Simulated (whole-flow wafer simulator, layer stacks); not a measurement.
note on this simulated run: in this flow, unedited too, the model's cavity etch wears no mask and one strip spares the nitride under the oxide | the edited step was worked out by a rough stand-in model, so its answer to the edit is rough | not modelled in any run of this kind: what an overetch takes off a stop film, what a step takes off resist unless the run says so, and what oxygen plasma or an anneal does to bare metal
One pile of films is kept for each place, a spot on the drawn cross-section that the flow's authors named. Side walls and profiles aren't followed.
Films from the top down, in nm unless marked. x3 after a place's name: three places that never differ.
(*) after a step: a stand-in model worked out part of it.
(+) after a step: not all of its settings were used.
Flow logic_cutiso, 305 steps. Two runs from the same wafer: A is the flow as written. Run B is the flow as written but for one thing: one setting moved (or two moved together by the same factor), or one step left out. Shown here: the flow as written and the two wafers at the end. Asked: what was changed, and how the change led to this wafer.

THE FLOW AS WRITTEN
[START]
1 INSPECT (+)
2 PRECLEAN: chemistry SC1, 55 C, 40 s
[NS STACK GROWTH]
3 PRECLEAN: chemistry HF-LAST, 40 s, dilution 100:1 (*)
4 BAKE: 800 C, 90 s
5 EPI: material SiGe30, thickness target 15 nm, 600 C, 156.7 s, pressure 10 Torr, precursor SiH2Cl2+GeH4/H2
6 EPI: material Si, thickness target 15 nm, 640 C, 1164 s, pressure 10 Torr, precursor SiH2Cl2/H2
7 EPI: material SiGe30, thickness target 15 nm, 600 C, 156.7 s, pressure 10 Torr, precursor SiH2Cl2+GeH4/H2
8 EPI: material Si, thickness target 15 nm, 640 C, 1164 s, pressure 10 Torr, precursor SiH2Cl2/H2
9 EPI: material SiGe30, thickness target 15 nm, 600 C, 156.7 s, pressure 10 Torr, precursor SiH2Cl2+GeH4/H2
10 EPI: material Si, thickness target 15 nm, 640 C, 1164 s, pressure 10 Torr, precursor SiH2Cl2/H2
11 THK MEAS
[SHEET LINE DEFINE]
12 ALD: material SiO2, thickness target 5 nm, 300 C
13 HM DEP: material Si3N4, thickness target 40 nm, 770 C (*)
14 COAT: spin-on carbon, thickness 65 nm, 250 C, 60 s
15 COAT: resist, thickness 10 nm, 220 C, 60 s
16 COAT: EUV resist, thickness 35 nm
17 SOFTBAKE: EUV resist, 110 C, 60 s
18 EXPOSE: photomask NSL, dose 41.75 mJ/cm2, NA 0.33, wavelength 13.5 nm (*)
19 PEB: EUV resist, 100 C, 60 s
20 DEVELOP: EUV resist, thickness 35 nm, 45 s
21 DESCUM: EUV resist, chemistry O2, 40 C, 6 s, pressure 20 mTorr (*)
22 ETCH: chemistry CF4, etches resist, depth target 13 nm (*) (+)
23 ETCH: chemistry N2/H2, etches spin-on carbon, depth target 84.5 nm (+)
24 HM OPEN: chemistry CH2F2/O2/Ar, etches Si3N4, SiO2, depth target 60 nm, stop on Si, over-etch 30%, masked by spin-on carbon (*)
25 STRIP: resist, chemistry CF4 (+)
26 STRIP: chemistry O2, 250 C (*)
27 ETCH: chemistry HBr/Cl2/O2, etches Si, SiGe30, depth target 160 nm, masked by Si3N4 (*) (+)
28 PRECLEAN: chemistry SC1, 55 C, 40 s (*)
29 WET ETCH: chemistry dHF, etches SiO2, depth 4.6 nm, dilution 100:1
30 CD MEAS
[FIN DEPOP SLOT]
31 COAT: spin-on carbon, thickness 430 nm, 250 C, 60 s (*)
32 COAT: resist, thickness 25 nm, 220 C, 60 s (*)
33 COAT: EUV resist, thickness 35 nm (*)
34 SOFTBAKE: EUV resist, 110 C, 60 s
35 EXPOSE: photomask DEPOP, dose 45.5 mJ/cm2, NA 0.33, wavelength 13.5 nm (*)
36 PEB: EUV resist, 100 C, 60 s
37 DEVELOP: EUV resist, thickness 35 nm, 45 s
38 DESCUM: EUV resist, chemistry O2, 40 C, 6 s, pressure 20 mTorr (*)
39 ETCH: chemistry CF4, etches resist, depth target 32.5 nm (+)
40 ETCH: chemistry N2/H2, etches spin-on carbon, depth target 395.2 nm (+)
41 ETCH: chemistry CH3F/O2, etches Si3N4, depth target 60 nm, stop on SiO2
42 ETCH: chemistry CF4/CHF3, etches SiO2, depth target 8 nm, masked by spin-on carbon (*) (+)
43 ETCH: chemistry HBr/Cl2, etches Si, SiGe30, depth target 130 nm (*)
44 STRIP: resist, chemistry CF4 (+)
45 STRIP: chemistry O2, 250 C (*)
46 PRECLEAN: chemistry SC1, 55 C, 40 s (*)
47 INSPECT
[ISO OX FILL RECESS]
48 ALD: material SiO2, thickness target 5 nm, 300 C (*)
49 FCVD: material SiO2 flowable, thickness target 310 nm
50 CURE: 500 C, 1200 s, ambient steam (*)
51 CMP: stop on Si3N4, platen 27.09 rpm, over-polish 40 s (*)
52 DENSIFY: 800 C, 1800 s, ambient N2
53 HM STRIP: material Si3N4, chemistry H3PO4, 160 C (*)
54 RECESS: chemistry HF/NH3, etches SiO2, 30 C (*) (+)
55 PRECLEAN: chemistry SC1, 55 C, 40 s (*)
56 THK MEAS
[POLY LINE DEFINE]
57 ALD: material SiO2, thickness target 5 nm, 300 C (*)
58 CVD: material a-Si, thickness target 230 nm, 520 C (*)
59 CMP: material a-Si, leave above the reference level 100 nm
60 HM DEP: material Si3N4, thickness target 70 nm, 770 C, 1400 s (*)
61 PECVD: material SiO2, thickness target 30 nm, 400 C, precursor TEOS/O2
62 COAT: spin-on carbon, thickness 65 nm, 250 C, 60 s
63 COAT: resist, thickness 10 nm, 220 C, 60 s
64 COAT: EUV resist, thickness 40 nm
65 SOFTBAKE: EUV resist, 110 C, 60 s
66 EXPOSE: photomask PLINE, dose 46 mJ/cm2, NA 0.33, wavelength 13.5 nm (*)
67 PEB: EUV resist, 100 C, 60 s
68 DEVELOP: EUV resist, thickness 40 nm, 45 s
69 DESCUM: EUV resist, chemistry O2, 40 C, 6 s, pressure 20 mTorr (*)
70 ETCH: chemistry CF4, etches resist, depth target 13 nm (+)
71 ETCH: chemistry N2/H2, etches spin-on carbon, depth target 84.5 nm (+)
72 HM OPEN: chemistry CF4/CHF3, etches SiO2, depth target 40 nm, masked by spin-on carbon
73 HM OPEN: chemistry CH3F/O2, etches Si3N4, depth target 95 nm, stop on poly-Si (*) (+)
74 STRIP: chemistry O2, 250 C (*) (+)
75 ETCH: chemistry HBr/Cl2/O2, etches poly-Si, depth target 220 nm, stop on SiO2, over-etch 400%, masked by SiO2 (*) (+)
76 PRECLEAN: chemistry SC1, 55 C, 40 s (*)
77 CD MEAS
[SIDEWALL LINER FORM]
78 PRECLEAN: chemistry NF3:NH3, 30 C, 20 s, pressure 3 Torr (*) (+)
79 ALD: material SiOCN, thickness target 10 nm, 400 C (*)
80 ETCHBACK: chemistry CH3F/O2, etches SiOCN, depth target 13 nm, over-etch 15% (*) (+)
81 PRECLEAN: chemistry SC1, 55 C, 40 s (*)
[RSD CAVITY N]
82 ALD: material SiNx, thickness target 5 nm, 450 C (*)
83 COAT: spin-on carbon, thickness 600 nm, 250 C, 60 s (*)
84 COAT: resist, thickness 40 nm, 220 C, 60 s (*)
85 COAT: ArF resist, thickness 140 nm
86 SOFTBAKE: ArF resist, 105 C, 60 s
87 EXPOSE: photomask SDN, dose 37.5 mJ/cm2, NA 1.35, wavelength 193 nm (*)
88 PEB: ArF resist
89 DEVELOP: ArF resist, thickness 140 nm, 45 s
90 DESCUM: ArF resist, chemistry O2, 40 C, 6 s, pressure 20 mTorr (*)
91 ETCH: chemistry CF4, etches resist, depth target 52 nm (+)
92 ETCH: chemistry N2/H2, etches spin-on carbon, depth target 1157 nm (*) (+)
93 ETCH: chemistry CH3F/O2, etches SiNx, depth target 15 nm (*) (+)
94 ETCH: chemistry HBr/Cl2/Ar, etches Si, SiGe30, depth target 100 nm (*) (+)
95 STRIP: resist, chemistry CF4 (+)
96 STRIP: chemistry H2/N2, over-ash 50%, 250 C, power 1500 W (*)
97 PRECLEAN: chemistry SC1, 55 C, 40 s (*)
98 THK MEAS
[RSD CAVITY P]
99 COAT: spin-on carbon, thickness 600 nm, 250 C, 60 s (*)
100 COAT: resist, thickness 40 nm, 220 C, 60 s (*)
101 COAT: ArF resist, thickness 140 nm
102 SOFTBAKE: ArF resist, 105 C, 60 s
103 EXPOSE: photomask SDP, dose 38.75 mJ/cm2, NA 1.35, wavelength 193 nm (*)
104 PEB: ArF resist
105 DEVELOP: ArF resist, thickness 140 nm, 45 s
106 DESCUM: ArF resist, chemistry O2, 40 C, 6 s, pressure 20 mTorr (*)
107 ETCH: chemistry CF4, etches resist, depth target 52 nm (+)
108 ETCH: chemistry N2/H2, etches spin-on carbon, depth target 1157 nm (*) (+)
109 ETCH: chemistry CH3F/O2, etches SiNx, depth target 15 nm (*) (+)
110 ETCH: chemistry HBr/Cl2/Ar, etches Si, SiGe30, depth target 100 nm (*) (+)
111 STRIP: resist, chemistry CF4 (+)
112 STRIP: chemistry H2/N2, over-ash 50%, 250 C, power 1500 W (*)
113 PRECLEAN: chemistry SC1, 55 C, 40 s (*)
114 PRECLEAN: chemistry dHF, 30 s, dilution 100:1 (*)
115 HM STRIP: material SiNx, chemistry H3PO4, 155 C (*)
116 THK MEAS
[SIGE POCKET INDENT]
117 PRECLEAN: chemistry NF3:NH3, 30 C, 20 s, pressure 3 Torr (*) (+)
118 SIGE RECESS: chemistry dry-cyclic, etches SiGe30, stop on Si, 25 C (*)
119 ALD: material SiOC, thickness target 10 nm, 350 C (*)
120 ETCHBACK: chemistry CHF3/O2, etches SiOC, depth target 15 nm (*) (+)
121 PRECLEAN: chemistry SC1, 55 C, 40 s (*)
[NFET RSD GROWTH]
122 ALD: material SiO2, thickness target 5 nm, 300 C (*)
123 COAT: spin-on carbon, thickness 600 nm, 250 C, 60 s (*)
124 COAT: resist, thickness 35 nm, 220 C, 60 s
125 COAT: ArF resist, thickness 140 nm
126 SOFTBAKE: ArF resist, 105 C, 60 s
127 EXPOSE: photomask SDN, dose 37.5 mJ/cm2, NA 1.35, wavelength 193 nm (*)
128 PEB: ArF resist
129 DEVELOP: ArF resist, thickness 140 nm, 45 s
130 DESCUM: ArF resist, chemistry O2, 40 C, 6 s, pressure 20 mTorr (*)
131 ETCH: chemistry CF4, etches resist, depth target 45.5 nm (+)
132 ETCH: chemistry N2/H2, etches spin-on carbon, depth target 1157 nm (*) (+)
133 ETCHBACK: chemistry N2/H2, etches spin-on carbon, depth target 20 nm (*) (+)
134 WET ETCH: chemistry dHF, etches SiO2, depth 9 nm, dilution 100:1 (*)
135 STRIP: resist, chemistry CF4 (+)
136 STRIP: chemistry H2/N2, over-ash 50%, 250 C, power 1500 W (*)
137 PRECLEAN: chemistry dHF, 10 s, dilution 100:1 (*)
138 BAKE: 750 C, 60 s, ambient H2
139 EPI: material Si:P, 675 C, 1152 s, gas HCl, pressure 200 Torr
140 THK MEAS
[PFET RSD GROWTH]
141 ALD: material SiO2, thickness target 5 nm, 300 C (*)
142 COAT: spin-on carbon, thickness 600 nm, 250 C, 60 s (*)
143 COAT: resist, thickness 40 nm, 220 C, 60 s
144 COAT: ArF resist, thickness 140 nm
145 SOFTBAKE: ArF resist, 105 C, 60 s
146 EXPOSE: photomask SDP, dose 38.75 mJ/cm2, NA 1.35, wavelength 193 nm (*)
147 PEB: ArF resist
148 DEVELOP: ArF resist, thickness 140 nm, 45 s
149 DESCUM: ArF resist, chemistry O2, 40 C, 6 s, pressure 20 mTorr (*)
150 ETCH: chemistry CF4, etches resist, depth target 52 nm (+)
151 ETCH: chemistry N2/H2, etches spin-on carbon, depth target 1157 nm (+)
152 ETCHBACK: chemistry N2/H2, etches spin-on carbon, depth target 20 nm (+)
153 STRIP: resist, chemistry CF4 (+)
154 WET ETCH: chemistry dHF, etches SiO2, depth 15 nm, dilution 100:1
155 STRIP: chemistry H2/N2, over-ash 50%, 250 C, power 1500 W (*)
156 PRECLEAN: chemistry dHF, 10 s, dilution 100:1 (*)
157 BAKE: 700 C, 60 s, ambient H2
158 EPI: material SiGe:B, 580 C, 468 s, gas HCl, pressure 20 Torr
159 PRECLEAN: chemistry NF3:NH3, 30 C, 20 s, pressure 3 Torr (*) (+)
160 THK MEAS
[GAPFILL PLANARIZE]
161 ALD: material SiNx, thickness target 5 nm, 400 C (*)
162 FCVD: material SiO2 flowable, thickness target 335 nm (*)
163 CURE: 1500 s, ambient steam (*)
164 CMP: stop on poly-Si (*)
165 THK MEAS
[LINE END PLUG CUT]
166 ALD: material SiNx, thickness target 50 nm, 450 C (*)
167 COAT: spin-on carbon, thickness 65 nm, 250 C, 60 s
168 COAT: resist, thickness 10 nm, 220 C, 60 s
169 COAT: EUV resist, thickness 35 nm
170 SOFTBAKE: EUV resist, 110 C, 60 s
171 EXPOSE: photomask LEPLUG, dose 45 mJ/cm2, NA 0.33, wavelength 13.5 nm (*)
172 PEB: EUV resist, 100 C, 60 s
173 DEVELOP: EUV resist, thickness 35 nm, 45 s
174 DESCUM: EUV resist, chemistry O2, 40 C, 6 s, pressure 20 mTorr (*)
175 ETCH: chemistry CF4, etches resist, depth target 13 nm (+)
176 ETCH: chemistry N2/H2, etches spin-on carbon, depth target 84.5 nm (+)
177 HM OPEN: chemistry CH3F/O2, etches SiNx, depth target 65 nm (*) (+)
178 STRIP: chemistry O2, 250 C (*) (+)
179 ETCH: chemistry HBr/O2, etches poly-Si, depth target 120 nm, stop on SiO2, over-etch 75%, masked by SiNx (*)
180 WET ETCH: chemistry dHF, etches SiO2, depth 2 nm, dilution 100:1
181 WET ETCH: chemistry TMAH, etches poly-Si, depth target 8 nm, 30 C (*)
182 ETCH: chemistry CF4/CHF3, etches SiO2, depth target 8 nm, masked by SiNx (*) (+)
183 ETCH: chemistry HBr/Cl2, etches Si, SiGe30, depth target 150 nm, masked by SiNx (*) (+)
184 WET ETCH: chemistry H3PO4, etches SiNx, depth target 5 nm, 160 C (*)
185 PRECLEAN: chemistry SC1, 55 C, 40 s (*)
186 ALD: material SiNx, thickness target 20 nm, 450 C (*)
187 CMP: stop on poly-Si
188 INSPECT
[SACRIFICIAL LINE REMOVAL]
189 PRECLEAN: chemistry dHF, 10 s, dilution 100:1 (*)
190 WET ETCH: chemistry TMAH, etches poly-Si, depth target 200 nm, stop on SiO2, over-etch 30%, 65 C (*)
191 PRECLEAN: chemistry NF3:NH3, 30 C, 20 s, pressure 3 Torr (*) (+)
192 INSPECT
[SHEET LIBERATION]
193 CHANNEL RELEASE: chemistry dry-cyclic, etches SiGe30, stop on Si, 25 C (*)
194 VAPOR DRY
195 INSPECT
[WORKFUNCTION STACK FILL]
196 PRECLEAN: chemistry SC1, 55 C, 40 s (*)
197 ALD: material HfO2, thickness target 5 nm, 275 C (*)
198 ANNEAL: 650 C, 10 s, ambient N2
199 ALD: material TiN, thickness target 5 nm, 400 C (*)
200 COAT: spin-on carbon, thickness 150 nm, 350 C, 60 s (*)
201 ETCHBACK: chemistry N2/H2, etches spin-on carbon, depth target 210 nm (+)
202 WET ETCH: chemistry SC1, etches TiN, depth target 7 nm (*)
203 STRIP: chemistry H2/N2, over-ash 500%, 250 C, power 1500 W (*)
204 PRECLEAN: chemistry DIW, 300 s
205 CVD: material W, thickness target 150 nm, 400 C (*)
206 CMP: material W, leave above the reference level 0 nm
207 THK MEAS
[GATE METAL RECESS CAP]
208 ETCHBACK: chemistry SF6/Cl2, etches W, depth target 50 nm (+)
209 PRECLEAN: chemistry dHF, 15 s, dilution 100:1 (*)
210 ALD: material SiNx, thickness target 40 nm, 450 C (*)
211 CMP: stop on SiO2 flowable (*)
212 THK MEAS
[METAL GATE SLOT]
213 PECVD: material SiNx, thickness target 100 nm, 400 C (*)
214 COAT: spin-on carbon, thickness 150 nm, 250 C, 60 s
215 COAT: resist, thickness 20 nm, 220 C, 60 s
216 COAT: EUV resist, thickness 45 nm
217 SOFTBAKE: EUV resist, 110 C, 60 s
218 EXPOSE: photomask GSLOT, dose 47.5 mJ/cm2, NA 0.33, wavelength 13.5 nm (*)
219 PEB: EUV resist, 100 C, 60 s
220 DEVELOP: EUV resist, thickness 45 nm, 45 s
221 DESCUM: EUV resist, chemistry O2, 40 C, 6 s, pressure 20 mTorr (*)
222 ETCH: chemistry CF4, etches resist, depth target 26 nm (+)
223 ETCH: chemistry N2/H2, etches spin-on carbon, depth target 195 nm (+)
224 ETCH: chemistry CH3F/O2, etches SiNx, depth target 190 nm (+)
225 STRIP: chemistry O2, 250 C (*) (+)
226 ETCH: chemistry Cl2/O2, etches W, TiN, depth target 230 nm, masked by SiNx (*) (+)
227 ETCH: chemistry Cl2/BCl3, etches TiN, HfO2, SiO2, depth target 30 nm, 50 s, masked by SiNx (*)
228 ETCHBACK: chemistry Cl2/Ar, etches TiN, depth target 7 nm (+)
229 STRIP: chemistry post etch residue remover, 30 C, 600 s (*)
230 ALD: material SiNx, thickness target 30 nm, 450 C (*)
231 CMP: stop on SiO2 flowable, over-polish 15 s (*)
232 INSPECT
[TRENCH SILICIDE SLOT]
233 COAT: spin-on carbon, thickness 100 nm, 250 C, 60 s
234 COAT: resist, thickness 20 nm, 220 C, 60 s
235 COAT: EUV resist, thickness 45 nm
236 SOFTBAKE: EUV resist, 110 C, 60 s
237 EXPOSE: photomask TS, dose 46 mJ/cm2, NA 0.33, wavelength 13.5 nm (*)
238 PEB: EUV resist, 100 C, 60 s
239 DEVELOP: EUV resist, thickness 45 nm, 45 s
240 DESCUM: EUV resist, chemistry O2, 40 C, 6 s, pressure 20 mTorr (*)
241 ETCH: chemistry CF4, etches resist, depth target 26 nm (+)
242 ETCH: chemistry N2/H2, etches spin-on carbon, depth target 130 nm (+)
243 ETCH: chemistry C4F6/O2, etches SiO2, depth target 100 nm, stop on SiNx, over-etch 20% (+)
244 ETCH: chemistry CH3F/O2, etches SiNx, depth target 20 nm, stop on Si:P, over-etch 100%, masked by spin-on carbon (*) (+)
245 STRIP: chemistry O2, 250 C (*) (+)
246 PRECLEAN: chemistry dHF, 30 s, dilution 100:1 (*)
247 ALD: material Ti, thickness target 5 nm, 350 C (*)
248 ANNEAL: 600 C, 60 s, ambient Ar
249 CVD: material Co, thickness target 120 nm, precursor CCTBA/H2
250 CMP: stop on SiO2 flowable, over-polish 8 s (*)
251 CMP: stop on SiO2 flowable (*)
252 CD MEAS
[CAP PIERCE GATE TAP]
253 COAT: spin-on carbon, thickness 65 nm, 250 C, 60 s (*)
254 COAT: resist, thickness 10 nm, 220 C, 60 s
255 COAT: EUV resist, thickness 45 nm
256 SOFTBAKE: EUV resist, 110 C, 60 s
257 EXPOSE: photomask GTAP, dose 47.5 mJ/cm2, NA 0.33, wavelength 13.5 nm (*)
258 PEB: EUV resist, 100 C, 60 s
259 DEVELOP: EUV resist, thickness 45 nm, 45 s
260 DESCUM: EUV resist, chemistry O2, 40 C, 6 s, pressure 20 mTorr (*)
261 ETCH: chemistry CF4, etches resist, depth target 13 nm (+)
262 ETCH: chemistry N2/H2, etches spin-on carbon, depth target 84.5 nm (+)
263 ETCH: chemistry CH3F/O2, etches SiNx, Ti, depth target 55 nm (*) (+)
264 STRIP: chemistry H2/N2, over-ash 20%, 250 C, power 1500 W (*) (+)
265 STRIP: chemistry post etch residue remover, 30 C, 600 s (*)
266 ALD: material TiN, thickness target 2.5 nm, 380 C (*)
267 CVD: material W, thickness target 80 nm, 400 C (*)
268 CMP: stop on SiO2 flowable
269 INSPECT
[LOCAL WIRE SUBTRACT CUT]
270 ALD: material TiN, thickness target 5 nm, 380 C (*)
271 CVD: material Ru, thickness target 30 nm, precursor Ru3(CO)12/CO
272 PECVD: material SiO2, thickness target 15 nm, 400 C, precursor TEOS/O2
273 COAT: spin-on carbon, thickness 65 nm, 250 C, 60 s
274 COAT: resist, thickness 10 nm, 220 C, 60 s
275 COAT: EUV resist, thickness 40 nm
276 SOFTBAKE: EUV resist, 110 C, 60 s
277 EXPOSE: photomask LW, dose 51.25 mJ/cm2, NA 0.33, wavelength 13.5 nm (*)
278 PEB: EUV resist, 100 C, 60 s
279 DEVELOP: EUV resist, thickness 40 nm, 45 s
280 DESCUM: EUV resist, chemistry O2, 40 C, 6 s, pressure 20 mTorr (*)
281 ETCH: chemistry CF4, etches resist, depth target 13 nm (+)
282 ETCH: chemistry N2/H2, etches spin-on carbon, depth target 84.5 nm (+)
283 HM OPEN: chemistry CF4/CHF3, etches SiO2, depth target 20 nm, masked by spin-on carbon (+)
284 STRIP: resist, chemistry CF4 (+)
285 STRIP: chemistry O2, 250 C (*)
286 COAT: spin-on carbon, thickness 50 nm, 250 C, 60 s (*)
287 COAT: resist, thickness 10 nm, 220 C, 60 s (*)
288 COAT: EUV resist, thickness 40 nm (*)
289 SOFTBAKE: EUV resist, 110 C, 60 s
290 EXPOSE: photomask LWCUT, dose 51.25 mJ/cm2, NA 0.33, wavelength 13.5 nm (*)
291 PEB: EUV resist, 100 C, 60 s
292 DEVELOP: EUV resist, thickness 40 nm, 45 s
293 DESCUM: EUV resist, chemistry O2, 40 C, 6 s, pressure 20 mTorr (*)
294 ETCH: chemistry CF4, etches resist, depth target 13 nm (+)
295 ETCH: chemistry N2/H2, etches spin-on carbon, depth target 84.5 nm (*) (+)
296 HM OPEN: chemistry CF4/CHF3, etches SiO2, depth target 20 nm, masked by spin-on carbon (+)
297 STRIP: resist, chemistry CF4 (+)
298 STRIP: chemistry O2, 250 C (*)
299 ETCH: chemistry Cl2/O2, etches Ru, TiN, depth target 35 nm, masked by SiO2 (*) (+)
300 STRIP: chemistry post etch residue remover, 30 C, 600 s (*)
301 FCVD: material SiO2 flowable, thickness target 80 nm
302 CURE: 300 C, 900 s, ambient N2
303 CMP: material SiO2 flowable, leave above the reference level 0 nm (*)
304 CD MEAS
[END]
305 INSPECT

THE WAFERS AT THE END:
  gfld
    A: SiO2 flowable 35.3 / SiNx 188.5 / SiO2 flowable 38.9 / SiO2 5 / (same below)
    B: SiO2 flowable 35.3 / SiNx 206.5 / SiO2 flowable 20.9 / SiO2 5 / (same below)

The cause: step 227, ETCH: depth target 48 nm was run, where the flow has depth target 30 nm.

How the change led to this, step by step:
  227 ETCH: chemistry Cl2/BCl3, etches TiN, HfO2, SiO2, depth target 30 nm, 50 s, masked by SiNx (*)
      gfld: A HfO2 -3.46 (all of it), SiO2 flowable -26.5 | B HfO2 -3.46 (all of it), SiO2 flowable -44.5
  230 ALD: material SiNx, thickness target 30 nm, 450 C (*)
      gfld: A SiNx +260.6 (new film) | B SiNx +278.6 (new film)
